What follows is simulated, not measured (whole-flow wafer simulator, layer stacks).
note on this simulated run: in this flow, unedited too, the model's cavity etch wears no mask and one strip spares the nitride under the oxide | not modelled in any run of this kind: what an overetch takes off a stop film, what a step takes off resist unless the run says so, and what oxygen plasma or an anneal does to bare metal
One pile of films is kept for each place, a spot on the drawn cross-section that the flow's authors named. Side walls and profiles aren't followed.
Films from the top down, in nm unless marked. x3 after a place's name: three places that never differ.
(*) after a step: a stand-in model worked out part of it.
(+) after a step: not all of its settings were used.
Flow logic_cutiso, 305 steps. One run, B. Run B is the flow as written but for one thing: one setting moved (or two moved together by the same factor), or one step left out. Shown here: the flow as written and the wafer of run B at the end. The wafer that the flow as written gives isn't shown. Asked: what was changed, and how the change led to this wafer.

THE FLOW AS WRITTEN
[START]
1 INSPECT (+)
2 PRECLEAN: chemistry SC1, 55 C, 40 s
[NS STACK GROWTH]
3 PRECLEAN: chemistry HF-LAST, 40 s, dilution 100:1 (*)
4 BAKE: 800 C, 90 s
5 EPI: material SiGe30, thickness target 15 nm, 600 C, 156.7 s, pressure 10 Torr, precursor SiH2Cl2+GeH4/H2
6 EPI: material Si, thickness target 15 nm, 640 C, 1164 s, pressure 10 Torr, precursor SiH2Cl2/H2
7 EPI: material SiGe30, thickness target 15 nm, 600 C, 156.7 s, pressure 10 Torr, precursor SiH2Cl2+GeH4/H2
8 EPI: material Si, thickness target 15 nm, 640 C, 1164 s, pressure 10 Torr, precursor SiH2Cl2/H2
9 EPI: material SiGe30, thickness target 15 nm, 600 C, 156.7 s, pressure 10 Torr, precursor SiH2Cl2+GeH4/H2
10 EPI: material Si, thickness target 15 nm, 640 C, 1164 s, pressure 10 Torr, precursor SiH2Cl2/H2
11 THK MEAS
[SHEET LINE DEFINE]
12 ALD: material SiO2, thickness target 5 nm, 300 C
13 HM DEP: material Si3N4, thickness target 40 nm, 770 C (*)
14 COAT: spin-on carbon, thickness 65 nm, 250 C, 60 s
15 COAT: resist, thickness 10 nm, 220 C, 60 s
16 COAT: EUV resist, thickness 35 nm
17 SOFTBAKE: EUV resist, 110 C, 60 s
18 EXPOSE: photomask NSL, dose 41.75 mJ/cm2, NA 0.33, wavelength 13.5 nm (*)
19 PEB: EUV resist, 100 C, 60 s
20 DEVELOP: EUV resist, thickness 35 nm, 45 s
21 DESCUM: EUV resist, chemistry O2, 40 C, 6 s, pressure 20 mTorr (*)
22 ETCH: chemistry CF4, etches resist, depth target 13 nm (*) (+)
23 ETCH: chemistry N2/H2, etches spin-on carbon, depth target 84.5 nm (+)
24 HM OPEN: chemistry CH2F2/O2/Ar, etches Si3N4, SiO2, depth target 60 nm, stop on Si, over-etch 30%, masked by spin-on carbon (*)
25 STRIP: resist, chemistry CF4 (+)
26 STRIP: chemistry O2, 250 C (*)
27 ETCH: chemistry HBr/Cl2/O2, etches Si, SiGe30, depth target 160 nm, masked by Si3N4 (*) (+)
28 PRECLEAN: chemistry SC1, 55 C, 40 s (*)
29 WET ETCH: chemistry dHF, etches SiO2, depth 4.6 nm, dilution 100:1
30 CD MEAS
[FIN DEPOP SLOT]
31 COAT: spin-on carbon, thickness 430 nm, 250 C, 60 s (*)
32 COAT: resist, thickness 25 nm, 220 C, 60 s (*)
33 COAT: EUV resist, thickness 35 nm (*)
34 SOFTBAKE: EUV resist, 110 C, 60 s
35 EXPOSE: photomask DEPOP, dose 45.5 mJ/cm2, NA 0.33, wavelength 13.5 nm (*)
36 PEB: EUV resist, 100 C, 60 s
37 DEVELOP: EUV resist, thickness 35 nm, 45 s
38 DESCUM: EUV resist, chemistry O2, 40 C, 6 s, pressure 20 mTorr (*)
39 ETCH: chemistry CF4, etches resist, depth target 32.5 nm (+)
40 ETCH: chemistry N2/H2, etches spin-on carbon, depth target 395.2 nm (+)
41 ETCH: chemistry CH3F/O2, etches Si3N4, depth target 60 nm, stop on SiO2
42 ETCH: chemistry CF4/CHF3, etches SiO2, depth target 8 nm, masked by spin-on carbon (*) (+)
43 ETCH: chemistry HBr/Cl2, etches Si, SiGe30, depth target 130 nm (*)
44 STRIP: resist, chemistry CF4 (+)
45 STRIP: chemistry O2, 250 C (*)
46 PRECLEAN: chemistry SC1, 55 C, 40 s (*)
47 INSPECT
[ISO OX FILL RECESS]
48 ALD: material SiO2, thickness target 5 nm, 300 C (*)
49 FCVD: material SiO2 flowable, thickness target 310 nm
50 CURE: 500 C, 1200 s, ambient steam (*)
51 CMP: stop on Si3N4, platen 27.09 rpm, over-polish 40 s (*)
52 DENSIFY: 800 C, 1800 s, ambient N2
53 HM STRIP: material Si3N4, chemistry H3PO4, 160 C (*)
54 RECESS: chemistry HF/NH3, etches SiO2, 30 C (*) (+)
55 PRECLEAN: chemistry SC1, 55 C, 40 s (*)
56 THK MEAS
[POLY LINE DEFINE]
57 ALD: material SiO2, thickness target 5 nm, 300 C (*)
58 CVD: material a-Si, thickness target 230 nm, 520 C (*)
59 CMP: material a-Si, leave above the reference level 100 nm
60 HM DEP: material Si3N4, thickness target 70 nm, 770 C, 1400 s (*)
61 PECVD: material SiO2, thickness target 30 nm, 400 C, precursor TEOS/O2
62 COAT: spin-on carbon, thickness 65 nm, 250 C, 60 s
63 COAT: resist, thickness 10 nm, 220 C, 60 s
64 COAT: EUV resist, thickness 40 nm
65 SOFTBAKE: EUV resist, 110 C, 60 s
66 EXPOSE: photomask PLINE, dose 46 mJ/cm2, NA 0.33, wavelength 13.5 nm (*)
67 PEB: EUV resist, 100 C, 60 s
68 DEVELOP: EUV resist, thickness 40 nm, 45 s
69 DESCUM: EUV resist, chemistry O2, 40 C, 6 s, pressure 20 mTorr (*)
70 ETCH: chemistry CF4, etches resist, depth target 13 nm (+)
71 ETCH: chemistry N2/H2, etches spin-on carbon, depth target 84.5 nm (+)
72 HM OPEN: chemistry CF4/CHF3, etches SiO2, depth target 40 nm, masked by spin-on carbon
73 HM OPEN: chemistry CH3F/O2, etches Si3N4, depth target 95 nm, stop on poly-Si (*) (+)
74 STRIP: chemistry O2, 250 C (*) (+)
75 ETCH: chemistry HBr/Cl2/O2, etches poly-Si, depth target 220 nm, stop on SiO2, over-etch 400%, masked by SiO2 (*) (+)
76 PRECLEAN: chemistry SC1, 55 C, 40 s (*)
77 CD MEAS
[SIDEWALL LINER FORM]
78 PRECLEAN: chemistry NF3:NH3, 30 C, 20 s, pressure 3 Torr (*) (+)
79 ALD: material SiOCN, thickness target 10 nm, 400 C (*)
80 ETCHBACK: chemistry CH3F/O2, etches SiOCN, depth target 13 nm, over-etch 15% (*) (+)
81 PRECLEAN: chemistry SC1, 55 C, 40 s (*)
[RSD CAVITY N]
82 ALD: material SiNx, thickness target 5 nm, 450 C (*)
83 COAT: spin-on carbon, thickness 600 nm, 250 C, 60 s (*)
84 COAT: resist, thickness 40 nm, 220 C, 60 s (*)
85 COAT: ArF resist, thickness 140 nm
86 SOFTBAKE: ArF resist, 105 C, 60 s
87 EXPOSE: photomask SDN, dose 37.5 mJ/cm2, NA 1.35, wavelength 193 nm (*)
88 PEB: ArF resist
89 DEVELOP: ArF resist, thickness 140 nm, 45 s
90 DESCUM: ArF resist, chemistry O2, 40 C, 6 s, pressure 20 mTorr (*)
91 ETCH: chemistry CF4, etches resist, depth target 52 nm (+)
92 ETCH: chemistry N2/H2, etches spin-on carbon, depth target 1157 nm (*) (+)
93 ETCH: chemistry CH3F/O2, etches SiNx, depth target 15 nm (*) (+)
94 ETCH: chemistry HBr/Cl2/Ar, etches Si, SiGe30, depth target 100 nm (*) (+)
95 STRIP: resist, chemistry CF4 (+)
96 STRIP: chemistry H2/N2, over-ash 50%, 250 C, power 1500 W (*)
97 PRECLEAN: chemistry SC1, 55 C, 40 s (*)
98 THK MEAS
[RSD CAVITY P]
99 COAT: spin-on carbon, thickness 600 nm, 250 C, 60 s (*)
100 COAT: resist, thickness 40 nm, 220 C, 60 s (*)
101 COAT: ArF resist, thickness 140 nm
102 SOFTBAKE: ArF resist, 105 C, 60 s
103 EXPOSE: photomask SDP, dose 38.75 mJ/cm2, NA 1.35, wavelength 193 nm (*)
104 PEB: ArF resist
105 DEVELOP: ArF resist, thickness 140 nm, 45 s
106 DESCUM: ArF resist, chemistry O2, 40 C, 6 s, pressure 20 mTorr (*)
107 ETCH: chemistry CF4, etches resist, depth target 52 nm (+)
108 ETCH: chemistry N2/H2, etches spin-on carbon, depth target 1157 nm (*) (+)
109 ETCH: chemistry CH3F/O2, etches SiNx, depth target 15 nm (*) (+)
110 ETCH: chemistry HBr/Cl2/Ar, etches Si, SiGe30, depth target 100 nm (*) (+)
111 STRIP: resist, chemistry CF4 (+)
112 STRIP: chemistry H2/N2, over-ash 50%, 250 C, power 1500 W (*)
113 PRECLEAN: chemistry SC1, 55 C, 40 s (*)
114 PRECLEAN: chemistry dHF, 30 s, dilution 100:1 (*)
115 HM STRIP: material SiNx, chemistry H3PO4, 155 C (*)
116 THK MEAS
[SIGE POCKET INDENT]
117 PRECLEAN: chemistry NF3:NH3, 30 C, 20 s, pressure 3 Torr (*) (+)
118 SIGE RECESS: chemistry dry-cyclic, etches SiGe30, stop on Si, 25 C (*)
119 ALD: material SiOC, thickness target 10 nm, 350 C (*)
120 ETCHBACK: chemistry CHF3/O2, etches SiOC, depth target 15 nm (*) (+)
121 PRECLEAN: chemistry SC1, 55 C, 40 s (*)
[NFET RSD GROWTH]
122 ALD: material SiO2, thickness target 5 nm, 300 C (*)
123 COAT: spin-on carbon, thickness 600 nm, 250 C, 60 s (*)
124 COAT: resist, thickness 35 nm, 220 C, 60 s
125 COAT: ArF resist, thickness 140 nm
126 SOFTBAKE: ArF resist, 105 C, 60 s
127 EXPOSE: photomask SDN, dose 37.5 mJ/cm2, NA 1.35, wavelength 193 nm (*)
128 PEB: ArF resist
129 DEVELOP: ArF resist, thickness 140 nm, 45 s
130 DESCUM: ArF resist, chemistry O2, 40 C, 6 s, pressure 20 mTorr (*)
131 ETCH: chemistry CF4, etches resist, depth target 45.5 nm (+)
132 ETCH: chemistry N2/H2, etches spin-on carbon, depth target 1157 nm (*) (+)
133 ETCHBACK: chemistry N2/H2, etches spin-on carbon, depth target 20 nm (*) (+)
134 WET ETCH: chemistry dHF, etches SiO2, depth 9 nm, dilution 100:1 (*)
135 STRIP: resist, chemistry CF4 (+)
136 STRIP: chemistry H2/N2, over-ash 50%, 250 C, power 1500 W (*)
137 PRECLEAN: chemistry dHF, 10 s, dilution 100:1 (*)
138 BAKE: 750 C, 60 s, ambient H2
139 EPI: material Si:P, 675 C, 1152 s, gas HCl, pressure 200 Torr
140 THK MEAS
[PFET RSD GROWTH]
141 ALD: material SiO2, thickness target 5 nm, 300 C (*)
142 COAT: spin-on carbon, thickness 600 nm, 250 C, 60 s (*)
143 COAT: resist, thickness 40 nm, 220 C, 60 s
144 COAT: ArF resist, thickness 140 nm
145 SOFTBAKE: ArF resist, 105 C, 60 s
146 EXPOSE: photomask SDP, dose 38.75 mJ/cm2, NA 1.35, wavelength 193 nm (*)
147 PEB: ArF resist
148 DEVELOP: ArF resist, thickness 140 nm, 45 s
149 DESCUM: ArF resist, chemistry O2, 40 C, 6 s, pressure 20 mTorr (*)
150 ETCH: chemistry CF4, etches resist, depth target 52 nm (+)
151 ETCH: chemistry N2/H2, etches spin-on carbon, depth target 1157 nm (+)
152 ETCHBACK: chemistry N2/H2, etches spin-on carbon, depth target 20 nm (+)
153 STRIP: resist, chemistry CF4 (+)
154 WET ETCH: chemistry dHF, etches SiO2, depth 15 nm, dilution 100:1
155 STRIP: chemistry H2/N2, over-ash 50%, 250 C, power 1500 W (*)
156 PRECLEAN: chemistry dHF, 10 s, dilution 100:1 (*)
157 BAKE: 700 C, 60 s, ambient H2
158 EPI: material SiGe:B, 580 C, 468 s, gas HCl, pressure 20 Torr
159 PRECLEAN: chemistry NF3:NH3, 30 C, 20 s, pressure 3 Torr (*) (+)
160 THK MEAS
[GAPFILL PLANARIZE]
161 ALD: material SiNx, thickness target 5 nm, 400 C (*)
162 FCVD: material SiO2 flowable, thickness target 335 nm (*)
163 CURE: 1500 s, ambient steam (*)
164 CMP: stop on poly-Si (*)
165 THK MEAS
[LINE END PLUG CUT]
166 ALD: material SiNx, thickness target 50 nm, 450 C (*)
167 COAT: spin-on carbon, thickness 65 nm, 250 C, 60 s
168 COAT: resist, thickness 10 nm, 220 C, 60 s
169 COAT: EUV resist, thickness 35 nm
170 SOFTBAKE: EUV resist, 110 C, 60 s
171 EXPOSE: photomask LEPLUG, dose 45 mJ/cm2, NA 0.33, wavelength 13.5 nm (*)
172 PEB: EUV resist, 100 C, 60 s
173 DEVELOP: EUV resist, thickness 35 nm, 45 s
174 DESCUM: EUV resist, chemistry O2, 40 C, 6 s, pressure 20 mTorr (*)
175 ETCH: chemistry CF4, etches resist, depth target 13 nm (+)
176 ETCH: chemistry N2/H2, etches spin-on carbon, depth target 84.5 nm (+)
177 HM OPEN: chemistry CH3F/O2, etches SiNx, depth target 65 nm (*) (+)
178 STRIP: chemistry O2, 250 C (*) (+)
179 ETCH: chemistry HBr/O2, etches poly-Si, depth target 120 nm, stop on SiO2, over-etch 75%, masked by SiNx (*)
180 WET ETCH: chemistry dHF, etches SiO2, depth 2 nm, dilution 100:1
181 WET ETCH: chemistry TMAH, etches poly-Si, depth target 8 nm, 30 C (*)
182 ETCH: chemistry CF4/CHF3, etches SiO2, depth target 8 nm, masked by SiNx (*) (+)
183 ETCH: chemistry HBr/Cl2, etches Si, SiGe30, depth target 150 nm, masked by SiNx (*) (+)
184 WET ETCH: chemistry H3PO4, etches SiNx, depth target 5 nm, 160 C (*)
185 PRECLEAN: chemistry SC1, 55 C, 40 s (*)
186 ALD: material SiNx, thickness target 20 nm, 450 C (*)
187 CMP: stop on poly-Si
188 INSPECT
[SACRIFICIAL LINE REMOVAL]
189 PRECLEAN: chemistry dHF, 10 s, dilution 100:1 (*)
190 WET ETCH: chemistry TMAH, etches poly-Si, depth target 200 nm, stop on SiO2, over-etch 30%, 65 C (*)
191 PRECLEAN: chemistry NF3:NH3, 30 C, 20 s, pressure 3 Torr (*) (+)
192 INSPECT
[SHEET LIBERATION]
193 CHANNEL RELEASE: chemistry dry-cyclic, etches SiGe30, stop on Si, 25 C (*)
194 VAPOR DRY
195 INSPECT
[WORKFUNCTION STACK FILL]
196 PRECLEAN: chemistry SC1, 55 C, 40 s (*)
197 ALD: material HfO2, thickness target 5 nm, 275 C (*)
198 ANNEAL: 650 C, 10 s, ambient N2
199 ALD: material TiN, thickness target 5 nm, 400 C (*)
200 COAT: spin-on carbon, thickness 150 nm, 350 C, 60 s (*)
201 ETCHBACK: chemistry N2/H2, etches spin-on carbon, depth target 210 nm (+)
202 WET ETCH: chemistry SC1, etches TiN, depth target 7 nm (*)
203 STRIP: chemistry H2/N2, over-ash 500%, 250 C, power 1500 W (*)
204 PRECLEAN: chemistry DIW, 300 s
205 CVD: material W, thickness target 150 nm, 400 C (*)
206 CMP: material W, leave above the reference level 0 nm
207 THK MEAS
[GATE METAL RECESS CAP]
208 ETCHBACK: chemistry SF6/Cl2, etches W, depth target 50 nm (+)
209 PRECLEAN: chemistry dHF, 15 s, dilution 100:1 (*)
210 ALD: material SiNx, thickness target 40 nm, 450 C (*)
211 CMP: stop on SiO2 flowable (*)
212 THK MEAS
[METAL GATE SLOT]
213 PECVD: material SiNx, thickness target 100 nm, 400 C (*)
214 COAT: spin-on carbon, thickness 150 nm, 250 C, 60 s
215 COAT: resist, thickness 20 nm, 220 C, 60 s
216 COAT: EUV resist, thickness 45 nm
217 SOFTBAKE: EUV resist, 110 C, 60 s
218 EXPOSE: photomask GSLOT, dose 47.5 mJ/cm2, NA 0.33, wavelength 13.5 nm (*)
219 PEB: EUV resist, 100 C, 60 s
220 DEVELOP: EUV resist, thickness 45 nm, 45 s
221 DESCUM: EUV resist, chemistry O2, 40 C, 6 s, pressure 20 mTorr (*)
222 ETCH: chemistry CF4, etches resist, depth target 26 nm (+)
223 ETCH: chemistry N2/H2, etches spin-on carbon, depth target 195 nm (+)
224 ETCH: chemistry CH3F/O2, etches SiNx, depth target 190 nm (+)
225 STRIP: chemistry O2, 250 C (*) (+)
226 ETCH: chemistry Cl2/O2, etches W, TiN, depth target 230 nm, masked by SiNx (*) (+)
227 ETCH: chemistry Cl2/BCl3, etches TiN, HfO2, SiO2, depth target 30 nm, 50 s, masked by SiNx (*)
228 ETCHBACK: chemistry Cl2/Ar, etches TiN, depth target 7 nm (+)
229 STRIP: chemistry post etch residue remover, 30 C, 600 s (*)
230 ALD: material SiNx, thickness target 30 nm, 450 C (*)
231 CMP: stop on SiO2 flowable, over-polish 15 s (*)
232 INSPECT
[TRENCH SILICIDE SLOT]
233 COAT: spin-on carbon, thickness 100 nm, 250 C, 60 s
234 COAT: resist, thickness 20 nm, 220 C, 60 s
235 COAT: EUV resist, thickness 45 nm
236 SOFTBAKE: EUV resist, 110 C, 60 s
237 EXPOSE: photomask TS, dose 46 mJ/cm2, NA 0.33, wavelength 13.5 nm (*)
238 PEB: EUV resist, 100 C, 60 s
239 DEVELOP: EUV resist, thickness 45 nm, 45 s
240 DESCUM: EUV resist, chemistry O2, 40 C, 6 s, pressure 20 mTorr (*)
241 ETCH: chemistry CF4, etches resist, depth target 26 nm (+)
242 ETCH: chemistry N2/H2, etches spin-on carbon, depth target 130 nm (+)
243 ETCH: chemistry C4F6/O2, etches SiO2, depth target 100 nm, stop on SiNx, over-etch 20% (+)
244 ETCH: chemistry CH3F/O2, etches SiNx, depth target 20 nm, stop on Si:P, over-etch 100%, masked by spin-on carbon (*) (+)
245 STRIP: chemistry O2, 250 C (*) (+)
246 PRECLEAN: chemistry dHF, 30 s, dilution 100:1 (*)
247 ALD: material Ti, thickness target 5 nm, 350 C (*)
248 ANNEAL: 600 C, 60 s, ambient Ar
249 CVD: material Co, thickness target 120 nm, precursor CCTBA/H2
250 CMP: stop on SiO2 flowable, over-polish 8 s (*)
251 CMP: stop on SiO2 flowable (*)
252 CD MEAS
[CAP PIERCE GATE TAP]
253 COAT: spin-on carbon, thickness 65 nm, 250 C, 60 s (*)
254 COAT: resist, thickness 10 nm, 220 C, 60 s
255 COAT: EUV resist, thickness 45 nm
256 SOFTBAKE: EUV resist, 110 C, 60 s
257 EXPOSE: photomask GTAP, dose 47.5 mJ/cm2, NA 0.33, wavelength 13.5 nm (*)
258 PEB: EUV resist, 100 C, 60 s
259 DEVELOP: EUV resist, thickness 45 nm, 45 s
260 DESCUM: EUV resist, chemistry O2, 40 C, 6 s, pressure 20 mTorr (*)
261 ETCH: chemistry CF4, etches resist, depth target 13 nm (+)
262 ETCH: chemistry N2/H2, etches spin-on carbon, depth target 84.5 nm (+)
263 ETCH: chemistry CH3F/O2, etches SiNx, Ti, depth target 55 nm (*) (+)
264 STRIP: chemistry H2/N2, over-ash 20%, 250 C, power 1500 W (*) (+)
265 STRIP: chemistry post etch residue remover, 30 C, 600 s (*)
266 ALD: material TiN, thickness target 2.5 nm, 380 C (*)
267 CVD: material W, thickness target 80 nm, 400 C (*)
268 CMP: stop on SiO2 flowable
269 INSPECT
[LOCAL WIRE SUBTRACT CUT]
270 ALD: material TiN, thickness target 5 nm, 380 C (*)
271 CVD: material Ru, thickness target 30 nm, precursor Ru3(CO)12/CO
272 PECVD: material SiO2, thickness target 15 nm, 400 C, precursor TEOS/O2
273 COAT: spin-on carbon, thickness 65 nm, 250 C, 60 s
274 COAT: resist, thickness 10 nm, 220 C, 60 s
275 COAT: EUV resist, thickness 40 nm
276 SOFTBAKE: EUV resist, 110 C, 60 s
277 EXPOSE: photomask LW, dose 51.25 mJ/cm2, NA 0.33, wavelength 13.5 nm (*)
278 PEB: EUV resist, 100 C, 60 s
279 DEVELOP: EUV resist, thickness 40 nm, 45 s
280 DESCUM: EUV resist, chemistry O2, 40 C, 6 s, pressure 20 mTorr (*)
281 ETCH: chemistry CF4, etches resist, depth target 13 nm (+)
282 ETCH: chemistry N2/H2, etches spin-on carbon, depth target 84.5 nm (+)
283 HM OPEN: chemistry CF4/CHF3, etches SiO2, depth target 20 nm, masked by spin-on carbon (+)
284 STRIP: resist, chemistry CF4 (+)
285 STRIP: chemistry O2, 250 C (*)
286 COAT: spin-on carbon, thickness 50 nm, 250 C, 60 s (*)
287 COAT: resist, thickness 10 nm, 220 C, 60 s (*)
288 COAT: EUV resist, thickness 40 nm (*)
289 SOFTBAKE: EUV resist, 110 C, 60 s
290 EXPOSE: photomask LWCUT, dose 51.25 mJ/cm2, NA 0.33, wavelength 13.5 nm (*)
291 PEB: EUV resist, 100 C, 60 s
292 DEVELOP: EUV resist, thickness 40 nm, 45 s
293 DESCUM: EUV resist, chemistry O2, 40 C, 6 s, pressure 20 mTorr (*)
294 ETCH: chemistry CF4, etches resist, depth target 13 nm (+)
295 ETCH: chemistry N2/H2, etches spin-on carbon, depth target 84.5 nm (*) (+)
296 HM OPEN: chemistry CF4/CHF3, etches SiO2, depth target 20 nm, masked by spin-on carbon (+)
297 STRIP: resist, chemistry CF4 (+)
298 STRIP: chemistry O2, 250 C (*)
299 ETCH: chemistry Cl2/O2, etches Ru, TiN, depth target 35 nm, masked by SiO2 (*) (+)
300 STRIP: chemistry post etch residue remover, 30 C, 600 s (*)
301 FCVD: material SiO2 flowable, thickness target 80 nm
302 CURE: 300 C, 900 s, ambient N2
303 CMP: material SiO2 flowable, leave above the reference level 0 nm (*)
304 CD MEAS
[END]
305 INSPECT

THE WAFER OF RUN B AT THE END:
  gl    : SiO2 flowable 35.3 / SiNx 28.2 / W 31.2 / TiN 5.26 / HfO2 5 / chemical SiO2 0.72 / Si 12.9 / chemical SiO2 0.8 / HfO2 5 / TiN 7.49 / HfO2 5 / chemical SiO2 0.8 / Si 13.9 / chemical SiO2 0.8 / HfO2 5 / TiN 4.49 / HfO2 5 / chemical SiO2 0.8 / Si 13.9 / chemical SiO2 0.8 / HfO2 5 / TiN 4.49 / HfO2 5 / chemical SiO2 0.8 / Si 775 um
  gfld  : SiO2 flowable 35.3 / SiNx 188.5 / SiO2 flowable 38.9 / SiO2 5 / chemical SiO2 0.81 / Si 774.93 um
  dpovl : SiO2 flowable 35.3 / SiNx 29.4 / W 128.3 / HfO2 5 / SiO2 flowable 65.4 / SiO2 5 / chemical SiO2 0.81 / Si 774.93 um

The cause: step 9, EPI: thickness target 18 nm was run, where the flow has thickness target 15 nm; step 9, EPI: 188 s was run, where the flow has 156.7 s.

How the change led to this, step by step:
  9 EPI: material SiGe30, thickness target 15 nm, 600 C, 156.7 s, pressure 10 Torr, precursor SiH2Cl2+GeH4/H2
      depop, dpovl, gfld and 19 more: SiGe30 +18 (new film) (as written it would be: SiGe30 +15 (new film))
  27 ETCH: chemistry HBr/Cl2/O2, etches Si, SiGe30, depth target 160 nm, masked by Si3N4 (*) (+)
      gfld, gxf, iso, lnri: chemical SiO2 -0.79 (all of it), Si -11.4 (all of it), SiGe30 -18 (all of it), Si -15 (all of it), SiGe30 -15 (all of it), Si -15 (all of it), SiGe30 -15 (all of it), Si -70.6 (as written it would be: chemical SiO2 -0.79 (all of it), Si -11.4 (all of it), SiGe30 -15 (all of it), Si -15 (all of it), SiGe30 -15 (all of it), Si -15 (all of it), SiGe30 -15 (all of it), Si -73.6)
      dpovl, nsgap: chemical SiO2 -0.79 (all of it), Si -11.8 (all of it), SiGe30 -18 (all of it), Si -15 (all of it), SiGe30 -15 (all of it), Si -15 (all of it), SiGe30 -15 (all of it), Si -70.2 (as written it would be: chemical SiO2 -0.79 (all of it), Si -11.8 (all of it), SiGe30 -15 (all of it), Si -15 (all of it), SiGe30 -15 (all of it), Si -15 (all of it), SiGe30 -15 (all of it), Si -73.2)
      (and at 1 more place)
  43 ETCH: chemistry HBr/Cl2, etches Si, SiGe30, depth target 130 nm (*)
      depop: Si -14 (all of it), SiGe30 -18 (all of it), Si -15 (all of it), SiGe30 -15 (all of it), Si -15 (all of it), SiGe30 -15 (all of it), Si -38 (as written it would be: Si -14 (all of it), SiGe30 -15 (all of it), Si -15 (all of it), SiGe30 -15 (all of it), Si -15 (all of it), SiGe30 -15 (all of it), Si -41)
  94 ETCH: chemistry HBr/Cl2/Ar, etches Si, SiGe30, depth target 100 nm (*) (+)
      rsdn, rsdx: chemical SiO2 -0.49 (all of it), Si -12.8 (all of it), SiGe30 -18 (all of it), Si -15 (all of it), SiGe30 -15 (all of it), Si -15 (all of it), SiGe30 -15 (all of it), Si -9.16 (as written it would be: chemical SiO2 -0.49 (all of it), Si -12.8 (all of it), SiGe30 -15 (all of it), Si -15 (all of it), SiGe30 -15 (all of it), Si -15 (all of it), SiGe30 -15 (all of it), Si -12.2)
  110 ETCH: chemistry HBr/Cl2/Ar, etches Si, SiGe30, depth target 100 nm (*) (+)
      rsdp, rsdw: chemical SiO2 -0.49 (all of it), Si -12.8 (all of it), SiGe30 -18 (all of it), Si -15 (all of it), SiGe30 -15 (all of it), Si -15 (all of it), SiGe30 -15 (all of it), Si -9.16 (as written it would be: chemical SiO2 -0.49 (all of it), Si -12.8 (all of it), SiGe30 -15 (all of it), Si -15 (all of it), SiGe30 -15 (all of it), Si -15 (all of it), SiGe30 -15 (all of it), Si -12.2)
  118 SIGE RECESS: chemistry dry-cyclic, etches SiGe30, stop on Si, 25 C (*)
      lnr, lnrp, lnrt: SiOCN -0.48, Si -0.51, cavity +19 (new film), SiGe30 -18 (all of it), Si -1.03, cavity +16 (new film), SiGe30 -15 (all of it), Si -1.03, cavity +16 (new film), SiGe30 -15 (all of it), Si -0.51 (as written it would be: SiOCN -0.48, Si -0.51, cavity +16 (new film), SiGe30 -15 (all of it), Si -1.03, cavity +16 (new film), SiGe30 -15 (all of it), Si -1.03, cavity +16 (new film), SiGe30 -15 (all of it), Si -0.51)
  119 ALD: material SiOC, thickness target 10 nm, 350 C (*)
      lnr, lnrp, lnrt: SiOC +10 (new film), SiOC +19 (new film), cavity -19 (all of it), SiOC +16 (new film), cavity -16 (all of it), SiOC +16 (new film), cavity -16 (all of it) (as written it would be: SiOC +10 (new film), SiOC +16 (new film), cavity -16 (all of it), SiOC +16 (new film), cavity -16 (all of it), SiOC +16 (new film), cavity -16 (all of it))
  183 ETCH: chemistry HBr/Cl2, etches Si, SiGe30, depth target 150 nm, masked by SiNx (*) (+)
      plug: Si -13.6 (all of it), SiGe30 -18 (all of it), Si -15 (all of it), SiGe30 -15 (all of it), Si -15 (all of it), SiGe30 -15 (all of it), Si -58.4 (as written it would be: Si -13.6 (all of it), SiGe30 -15 (all of it), Si -15 (all of it), SiGe30 -15 (all of it), Si -15 (all of it), SiGe30 -15 (all of it), Si -61.4)
  193 CHANNEL RELEASE: chemistry dry-cyclic, etches SiGe30, stop on Si, 25 C (*)
      gl, glp, gxn, gxp, ns, tap: chemical SiO2 +0.8 (new film), Si -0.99, chemical SiO2 +0.8 (new film), cavity +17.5 (new film), chemical SiO2 +0.8 (new film), SiGe30 -18 (all of it), Si -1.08, chemical SiO2 +0.8 (new film), cavity +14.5 (new film), chemical SiO2 +0.8 (new film), SiGe30 -15 (all of it), Si -1.08, chemical SiO2 +0.8 (new film), cavity +14.5 (new film), chemical SiO2 +0.8 (new film), SiGe30 -15 (all of it), Si -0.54 (as written it would be: chemical SiO2 +0.8 (new film), Si -0.99, chemical SiO2 +0.8 (new film), cavity +14.5 (new film), chemical SiO2 +0.8 (new film), SiGe30 -15 (all of it), Si -1.08, chemical SiO2 +0.8 (new film), cavity +14.5 (new film), chemical SiO2 +0.8 (new film), SiGe30 -15 (all of it), Si -1.08, chemical SiO2 +0.8 (new film), cavity +14.5 (new film), chemical SiO2 +0.8 (new film), SiGe30 -15 (all of it), Si -0.54)
  199 ALD: material TiN, thickness target 5 nm, 400 C (*)
      gl, glp, tap: TiN +5.26 (new film), TiN +7.49 (new film), cavity -7.49 (all of it), TiN +4.49 (new film), cavity -4.49 (all of it), TiN +4.49 (new film), cavity -4.49 (all of it) (as written it would be: TiN +5.26 (new film), TiN +4.49 (new film), cavity -4.49 (all of it), TiN +4.49 (new film), cavity -4.49 (all of it), TiN +4.49 (new film), cavity -4.49 (all of it))
      gxn, gxp, ns: TiN +5 (new film), TiN +7.49 (new film), cavity -7.49 (all of it), TiN +4.49 (new film), cavity -4.49 (all of it), TiN +4.49 (new film), cavity -4.49 (all of it) (as written it would be: TiN +5 (new film), TiN +4.49 (new film), cavity -4.49 (all of it), TiN +4.49 (new film), cavity -4.49 (all of it), TiN +4.49 (new film), cavity -4.49 (all of it))
